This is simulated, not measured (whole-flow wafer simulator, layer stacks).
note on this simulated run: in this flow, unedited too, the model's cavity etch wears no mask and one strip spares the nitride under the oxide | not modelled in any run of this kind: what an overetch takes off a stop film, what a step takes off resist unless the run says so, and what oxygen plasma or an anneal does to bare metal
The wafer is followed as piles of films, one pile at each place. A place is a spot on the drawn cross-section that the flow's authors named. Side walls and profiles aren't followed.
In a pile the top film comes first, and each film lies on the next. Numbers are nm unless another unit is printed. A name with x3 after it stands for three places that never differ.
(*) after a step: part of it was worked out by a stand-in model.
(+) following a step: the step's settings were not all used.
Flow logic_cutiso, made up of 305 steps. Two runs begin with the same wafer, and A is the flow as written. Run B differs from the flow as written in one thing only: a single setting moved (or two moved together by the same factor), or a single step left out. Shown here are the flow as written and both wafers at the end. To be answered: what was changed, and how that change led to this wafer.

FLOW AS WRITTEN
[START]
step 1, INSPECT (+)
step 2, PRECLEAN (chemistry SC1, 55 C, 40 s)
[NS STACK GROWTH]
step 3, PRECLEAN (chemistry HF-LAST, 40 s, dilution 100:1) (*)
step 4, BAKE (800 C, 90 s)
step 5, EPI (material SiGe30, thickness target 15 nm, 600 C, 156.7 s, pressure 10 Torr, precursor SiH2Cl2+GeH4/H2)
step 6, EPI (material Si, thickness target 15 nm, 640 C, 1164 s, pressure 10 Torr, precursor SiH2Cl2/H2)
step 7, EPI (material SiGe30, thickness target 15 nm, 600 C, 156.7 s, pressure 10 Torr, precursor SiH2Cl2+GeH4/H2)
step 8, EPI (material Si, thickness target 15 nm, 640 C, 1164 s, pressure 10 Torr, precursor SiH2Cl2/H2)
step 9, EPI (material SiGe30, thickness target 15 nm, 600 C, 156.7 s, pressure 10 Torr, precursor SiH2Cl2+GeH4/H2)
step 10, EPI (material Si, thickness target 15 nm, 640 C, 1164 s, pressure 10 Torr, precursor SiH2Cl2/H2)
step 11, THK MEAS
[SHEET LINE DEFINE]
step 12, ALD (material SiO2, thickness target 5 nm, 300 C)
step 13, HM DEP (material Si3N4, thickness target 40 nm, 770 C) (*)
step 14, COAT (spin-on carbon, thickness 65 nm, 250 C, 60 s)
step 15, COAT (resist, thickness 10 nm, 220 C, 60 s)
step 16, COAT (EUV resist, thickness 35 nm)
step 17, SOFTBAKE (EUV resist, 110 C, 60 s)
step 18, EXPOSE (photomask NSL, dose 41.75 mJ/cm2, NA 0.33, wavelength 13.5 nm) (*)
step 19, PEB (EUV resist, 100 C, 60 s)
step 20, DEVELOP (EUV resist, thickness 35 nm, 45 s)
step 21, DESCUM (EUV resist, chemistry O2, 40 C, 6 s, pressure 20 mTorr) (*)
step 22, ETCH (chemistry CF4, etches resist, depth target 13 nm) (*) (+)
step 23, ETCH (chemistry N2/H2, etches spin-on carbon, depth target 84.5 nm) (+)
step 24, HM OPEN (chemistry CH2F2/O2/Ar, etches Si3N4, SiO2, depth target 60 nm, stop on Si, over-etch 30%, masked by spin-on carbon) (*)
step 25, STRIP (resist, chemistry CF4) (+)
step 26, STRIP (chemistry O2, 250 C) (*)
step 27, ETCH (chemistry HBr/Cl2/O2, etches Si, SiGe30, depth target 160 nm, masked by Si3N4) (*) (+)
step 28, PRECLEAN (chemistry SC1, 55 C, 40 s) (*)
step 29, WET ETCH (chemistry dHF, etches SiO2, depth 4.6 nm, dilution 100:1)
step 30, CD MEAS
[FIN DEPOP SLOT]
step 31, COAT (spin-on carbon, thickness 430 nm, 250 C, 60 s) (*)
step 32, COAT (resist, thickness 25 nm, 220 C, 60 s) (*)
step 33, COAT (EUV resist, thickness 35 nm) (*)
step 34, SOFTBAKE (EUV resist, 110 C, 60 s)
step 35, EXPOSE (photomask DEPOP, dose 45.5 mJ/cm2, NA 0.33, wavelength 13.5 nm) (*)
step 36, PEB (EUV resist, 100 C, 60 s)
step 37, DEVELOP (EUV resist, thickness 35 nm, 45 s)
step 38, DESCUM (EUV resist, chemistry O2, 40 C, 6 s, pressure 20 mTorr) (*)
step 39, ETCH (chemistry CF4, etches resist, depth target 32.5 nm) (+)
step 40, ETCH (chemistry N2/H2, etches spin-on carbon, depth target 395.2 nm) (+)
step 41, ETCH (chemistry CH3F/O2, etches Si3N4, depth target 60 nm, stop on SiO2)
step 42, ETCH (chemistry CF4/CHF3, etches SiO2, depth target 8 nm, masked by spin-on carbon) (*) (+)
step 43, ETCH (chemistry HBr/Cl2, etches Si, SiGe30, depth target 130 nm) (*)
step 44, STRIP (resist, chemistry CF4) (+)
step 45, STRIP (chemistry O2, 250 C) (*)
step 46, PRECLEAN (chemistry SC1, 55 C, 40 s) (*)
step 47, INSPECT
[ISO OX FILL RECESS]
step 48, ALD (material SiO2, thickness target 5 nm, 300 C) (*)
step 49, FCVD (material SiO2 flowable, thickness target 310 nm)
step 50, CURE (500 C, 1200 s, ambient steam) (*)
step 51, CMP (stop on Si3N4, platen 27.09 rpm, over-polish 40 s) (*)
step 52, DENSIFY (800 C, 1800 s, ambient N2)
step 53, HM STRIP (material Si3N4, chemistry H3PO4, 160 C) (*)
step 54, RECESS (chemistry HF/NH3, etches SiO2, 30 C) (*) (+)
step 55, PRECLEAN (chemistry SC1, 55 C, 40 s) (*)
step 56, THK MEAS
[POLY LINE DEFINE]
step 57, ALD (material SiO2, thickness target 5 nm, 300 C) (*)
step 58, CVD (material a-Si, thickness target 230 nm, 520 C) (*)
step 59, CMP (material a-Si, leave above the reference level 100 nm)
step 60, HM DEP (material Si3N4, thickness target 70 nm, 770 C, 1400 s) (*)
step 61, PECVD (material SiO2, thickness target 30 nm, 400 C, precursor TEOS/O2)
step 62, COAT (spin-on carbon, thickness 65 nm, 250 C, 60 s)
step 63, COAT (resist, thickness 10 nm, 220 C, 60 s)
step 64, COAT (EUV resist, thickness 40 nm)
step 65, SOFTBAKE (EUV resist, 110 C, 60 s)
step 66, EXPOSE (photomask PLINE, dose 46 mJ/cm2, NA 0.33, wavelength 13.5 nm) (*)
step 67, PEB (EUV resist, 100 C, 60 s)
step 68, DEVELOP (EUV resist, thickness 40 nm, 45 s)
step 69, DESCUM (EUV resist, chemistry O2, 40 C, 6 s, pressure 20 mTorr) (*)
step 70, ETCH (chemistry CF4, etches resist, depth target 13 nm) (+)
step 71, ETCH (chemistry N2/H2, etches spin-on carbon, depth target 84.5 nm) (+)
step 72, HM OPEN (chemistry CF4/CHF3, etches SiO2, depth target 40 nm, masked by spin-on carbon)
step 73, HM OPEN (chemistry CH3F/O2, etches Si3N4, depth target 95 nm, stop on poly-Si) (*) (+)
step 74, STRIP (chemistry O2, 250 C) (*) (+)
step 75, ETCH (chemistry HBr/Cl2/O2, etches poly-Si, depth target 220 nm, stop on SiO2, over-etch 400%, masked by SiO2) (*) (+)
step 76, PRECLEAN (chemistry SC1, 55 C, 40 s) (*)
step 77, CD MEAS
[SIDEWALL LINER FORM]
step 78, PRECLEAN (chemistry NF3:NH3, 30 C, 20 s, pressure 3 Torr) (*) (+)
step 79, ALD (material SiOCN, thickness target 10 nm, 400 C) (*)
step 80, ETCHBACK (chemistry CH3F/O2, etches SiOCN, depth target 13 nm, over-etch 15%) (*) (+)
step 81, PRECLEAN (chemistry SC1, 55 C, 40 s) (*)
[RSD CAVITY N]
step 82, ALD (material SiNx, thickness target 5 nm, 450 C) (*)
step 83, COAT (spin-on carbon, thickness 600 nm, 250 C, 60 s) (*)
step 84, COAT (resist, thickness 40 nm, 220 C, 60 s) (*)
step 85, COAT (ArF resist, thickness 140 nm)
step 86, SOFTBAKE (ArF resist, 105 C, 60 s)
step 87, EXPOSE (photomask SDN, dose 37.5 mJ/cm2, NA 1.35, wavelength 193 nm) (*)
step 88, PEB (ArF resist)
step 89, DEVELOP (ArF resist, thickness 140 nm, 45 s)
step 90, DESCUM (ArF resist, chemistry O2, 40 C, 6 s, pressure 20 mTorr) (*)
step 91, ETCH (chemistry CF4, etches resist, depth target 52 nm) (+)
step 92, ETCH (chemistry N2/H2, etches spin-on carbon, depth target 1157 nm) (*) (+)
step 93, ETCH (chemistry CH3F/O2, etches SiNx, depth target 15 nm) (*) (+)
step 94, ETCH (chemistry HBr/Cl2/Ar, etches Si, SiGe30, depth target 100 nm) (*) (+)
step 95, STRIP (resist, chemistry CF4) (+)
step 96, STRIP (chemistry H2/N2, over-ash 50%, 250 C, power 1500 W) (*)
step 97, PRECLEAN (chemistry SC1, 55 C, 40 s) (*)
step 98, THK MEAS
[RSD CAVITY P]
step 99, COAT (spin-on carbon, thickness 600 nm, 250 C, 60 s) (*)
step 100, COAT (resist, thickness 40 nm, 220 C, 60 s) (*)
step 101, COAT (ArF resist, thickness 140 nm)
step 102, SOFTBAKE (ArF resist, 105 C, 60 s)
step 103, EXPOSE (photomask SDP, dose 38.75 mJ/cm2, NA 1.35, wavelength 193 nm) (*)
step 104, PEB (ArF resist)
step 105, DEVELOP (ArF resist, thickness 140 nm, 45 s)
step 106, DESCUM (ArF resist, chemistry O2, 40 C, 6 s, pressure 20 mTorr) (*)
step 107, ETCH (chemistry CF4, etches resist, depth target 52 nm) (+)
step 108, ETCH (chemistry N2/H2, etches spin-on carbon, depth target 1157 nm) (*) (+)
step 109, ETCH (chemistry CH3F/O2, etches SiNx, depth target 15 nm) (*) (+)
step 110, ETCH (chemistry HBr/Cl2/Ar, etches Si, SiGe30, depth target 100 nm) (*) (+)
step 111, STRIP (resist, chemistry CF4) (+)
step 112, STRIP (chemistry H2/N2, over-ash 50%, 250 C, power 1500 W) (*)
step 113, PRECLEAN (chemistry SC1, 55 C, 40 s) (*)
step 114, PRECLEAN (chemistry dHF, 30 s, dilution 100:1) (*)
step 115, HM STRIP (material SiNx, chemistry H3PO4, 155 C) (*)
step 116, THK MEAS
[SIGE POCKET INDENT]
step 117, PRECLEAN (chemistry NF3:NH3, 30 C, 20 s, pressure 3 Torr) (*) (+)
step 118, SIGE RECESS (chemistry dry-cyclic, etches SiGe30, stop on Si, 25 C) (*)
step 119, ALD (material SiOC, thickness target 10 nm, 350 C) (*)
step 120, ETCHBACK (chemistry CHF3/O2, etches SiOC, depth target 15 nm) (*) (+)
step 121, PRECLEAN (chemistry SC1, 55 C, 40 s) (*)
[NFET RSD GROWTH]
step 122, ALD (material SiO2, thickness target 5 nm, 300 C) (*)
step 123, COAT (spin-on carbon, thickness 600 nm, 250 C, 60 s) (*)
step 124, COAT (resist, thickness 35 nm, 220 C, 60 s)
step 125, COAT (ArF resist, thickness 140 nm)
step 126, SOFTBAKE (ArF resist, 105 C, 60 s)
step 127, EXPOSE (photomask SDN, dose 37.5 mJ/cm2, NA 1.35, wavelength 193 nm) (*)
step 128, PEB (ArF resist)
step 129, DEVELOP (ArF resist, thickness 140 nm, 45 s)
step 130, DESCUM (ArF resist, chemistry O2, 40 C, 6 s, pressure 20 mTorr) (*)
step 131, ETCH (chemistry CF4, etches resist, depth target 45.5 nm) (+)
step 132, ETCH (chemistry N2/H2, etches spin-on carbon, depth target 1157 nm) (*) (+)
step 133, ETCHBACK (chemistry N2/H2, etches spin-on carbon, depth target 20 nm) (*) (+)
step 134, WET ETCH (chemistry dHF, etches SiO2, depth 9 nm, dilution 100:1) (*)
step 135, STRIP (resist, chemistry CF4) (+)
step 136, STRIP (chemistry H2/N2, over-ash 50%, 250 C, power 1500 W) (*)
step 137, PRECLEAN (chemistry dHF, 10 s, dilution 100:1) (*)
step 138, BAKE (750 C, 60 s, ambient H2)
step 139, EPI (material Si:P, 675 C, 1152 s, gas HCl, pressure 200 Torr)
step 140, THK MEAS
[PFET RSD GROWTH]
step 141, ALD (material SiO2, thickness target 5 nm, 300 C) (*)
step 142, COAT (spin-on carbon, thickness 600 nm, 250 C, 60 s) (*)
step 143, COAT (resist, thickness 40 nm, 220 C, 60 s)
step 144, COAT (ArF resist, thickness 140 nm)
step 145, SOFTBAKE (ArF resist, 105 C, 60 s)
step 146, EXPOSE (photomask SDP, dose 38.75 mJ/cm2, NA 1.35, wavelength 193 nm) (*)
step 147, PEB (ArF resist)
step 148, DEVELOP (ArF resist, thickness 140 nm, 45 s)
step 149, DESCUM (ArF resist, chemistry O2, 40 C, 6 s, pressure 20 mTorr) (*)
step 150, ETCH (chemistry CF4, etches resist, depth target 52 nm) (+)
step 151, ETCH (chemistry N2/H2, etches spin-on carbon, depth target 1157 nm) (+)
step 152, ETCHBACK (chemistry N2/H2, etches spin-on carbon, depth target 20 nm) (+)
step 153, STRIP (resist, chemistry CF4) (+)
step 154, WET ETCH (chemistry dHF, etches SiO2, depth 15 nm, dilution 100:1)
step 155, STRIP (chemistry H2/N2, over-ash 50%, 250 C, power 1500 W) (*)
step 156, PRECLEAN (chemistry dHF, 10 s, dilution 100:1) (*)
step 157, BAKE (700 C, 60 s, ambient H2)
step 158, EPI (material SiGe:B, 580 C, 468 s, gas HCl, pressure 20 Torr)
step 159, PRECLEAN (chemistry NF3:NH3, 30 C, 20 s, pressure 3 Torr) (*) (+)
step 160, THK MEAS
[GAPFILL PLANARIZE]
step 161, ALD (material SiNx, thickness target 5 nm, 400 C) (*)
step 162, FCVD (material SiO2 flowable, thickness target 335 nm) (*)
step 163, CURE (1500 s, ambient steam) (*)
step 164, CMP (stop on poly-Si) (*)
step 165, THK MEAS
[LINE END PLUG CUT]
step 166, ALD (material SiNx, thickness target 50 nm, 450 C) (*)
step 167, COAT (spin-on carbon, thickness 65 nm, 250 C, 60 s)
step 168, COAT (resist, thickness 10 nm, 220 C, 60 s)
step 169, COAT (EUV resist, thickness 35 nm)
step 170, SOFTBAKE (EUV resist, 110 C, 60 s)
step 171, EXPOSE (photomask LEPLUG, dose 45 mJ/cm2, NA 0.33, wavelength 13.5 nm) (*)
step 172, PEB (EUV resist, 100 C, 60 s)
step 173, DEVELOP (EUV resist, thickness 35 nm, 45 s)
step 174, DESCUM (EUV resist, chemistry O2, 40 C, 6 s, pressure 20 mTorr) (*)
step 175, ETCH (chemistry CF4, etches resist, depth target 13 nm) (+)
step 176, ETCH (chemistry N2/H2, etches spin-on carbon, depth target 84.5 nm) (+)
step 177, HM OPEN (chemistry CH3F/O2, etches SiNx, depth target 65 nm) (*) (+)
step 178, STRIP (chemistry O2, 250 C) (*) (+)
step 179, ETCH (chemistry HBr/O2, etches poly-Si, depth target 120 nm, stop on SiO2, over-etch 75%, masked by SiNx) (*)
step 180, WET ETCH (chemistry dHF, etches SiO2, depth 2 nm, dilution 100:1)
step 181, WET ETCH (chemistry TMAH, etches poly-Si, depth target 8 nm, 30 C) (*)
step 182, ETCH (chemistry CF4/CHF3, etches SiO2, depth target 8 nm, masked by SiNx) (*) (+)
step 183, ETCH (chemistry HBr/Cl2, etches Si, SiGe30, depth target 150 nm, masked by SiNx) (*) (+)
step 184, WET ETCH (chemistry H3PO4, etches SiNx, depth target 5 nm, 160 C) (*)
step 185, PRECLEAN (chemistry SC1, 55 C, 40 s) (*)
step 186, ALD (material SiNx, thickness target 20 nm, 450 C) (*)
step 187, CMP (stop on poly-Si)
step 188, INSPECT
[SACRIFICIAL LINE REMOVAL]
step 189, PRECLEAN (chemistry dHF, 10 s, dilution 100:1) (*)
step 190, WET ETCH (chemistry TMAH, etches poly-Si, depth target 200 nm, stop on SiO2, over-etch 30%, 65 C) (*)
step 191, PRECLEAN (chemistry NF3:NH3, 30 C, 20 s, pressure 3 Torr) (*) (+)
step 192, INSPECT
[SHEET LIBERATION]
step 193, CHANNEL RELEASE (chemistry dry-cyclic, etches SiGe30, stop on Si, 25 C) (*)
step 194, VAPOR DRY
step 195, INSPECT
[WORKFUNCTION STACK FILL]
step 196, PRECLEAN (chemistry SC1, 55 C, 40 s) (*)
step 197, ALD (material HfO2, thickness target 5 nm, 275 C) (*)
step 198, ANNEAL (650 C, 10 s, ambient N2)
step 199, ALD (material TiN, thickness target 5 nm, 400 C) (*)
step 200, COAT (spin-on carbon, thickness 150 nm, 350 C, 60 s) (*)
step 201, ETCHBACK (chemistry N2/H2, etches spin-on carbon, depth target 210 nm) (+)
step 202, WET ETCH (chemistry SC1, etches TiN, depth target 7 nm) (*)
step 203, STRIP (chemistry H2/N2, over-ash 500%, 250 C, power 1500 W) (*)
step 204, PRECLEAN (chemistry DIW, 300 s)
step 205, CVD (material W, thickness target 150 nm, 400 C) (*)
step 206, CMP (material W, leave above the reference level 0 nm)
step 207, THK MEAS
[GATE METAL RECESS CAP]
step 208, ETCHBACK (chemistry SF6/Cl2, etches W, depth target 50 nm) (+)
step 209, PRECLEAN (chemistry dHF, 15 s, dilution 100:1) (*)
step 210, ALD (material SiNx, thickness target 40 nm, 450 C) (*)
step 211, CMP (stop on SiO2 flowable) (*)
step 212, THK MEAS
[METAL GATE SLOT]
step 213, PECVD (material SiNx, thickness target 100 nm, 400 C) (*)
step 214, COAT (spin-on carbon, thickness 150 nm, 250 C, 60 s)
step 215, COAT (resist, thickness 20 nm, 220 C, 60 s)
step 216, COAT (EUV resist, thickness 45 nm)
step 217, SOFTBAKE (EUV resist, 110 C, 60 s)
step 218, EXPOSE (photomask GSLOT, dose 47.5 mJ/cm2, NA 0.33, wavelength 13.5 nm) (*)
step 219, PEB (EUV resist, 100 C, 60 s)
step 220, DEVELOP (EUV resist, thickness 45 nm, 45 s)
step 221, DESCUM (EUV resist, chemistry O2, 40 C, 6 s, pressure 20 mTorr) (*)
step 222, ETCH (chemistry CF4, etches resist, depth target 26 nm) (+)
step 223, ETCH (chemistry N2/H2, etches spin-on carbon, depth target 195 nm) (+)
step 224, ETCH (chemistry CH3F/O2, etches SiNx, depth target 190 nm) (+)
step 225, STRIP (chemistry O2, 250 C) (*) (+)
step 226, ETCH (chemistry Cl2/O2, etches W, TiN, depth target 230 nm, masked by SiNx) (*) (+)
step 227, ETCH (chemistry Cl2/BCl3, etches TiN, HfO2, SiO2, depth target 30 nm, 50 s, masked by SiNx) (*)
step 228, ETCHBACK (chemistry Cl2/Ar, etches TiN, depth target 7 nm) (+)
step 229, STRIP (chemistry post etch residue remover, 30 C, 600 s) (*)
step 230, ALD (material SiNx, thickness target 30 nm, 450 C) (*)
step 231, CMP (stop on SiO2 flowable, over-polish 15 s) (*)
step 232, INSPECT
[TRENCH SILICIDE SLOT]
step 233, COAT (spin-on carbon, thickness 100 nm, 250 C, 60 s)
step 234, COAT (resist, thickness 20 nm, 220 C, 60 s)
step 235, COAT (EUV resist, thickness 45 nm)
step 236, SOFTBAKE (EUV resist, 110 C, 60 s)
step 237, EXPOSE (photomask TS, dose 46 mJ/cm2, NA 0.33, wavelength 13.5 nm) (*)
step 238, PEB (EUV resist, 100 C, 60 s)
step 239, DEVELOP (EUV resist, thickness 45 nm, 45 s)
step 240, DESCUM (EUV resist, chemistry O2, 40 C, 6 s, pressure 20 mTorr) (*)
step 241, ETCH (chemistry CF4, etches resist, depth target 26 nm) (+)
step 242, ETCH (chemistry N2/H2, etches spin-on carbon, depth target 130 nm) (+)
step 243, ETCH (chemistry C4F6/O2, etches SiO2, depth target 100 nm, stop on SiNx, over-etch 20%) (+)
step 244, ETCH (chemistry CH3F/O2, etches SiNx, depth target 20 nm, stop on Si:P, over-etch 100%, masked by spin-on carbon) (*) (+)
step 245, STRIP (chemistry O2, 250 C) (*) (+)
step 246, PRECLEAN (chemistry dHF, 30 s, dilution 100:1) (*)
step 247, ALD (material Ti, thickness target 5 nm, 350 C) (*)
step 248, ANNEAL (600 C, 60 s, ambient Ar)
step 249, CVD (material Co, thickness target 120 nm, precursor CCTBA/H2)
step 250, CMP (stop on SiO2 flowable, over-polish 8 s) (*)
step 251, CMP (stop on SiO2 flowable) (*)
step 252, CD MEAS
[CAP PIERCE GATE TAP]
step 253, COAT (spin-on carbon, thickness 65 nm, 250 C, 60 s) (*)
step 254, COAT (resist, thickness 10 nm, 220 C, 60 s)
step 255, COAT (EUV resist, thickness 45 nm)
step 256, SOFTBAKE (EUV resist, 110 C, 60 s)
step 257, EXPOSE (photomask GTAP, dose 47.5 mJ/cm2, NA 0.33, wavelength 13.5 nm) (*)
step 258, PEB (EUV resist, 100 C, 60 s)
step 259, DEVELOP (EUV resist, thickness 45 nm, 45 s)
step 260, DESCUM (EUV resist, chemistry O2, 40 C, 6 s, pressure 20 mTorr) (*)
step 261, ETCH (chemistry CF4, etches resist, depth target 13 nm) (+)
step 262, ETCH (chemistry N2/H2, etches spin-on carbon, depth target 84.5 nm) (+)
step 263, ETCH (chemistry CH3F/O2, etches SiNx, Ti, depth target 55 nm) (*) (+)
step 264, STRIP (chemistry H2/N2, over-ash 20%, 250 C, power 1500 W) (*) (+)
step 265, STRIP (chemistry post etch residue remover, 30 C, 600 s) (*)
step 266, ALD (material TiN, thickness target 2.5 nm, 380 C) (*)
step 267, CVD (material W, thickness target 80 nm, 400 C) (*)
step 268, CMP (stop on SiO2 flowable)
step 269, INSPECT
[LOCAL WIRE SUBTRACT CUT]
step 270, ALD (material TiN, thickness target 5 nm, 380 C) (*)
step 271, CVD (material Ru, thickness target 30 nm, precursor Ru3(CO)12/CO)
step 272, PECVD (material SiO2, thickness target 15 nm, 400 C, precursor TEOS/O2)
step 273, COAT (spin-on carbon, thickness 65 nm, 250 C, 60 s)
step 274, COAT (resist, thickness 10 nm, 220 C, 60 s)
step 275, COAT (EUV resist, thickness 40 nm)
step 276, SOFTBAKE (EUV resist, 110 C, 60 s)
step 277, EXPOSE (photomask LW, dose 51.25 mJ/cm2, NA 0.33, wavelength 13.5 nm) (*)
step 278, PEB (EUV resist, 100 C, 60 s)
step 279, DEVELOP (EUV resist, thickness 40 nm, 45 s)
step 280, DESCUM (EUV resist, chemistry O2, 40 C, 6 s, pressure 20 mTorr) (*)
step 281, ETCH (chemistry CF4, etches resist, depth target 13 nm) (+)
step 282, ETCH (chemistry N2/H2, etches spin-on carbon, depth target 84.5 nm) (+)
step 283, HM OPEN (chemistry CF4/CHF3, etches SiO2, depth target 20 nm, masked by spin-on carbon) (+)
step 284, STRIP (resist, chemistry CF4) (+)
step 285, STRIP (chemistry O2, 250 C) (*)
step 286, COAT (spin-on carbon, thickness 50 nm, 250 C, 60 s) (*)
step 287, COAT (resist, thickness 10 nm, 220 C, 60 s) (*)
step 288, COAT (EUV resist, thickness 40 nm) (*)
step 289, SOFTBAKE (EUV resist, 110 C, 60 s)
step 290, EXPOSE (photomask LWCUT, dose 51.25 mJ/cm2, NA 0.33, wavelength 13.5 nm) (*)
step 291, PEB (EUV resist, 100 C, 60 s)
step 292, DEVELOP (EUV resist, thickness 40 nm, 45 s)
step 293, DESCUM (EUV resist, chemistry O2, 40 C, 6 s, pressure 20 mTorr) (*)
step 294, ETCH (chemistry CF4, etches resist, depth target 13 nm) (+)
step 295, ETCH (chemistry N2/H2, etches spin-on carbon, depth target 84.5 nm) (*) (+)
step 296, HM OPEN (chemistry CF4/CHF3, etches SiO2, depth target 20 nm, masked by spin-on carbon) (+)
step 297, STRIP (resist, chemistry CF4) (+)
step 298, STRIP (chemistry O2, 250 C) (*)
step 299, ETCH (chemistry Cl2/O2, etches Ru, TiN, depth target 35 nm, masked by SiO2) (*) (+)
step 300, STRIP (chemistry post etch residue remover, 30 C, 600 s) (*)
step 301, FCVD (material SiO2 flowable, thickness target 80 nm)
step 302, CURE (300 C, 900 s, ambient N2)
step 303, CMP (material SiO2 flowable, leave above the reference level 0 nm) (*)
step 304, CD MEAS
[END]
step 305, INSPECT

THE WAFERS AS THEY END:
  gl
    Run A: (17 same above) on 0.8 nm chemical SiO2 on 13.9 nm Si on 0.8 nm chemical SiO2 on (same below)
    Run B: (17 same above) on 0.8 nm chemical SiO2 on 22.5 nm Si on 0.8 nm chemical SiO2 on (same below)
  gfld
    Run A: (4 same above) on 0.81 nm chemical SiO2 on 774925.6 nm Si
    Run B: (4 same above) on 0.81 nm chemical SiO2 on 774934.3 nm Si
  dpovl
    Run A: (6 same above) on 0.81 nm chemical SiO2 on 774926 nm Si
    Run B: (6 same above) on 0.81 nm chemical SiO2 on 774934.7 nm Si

Cause: step 6, EPI: 1834 s was run, while the flow as written has 1164 s.

The path from the change to this, step by step:
  step 6, EPI (material Si, thickness target 15 nm, 640 C, 1164 s, pressure 10 Torr, precursor SiH2Cl2/H2)
      depop, dpovl, gfld and 19 more: A Si gains 15 (new film) | B Si gains 23.6 (new film)
  step 27, ETCH (chemistry HBr/Cl2/O2, etches Si, SiGe30, depth target 160 nm, masked by Si3N4) (*) (+)
      gfld, gxf, iso, lnri: A chemical SiO2 loses 0.79 (all of it), Si loses 11.4 (all of it), SiGe30 loses 15 (all of it), Si loses 15 (all of it), SiGe30 loses 15 (all of it), Si loses 15 (all of it), SiGe30 loses 15 (all of it), Si loses 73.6 | B chemical SiO2 loses 0.79 (all of it), Si loses 11.4 (all of it), SiGe30 loses 15 (all of it), Si loses 15 (all of it), SiGe30 loses 15 (all of it), Si loses 23.6 (all of it), SiGe30 loses 15 (all of it), Si loses 65
      dpovl, nsgap: A chemical SiO2 loses 0.79 (all of it), Si loses 11.8 (all of it), SiGe30 loses 15 (all of it), Si loses 15 (all of it), SiGe30 loses 15 (all of it), Si loses 15 (all of it), SiGe30 loses 15 (all of it), Si loses 73.2 | B chemical SiO2 loses 0.79 (all of it), Si loses 11.8 (all of it), SiGe30 loses 15 (all of it), Si loses 15 (all of it), SiGe30 loses 15 (all of it), Si loses 23.6 (all of it), SiGe30 loses 15 (all of it), Si loses 64.6
      (and at 1 other place as well)
  step 43, ETCH (chemistry HBr/Cl2, etches Si, SiGe30, depth target 130 nm) (*)
      depop: A Si loses 14 (all of it), SiGe30 loses 15 (all of it), Si loses 15 (all of it), SiGe30 loses 15 (all of it), Si loses 15 (all of it), SiGe30 loses 15 (all of it), Si loses 41 | B Si loses 14 (all of it), SiGe30 loses 15 (all of it), Si loses 15 (all of it), SiGe30 loses 15 (all of it), Si loses 23.6 (all of it), SiGe30 loses 15 (all of it), Si loses 32.3
  step 94, ETCH (chemistry HBr/Cl2/Ar, etches Si, SiGe30, depth target 100 nm) (*) (+)
      rsdn, rsdx: A chemical SiO2 loses 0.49 (all of it), Si loses 12.8 (all of it), SiGe30 loses 15 (all of it), Si loses 15 (all of it), SiGe30 loses 15 (all of it), Si loses 15 (all of it), SiGe30 loses 15 (all of it), Si loses 12.2 | B chemical SiO2 loses 0.49 (all of it), Si loses 12.8 (all of it), SiGe30 loses 15 (all of it), Si loses 15 (all of it), SiGe30 loses 15 (all of it), Si loses 23.6 (all of it), SiGe30 loses 15 (all of it), Si loses 3.54
  step 110, ETCH (chemistry HBr/Cl2/Ar, etches Si, SiGe30, depth target 100 nm) (*) (+)
      rsdp, rsdw: A chemical SiO2 loses 0.49 (all of it), Si loses 12.8 (all of it), SiGe30 loses 15 (all of it), Si loses 15 (all of it), SiGe30 loses 15 (all of it), Si loses 15 (all of it), SiGe30 loses 15 (all of it), Si loses 12.2 | B chemical SiO2 loses 0.49 (all of it), Si loses 12.8 (all of it), SiGe30 loses 15 (all of it), Si loses 15 (all of it), SiGe30 loses 15 (all of it), Si loses 23.6 (all of it), SiGe30 loses 15 (all of it), Si loses 3.54
  step 183, ETCH (chemistry HBr/Cl2, etches Si, SiGe30, depth target 150 nm, masked by SiNx) (*) (+)
      plug: A Si loses 13.6 (all of it), SiGe30 loses 15 (all of it), Si loses 15 (all of it), SiGe30 loses 15 (all of it), Si loses 15 (all of it), SiGe30 loses 15 (all of it), Si loses 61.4 | B Si loses 13.6 (all of it), SiGe30 loses 15 (all of it), Si loses 15 (all of it), SiGe30 loses 15 (all of it), Si loses 23.6 (all of it), SiGe30 loses 15 (all of it), Si loses 52.8
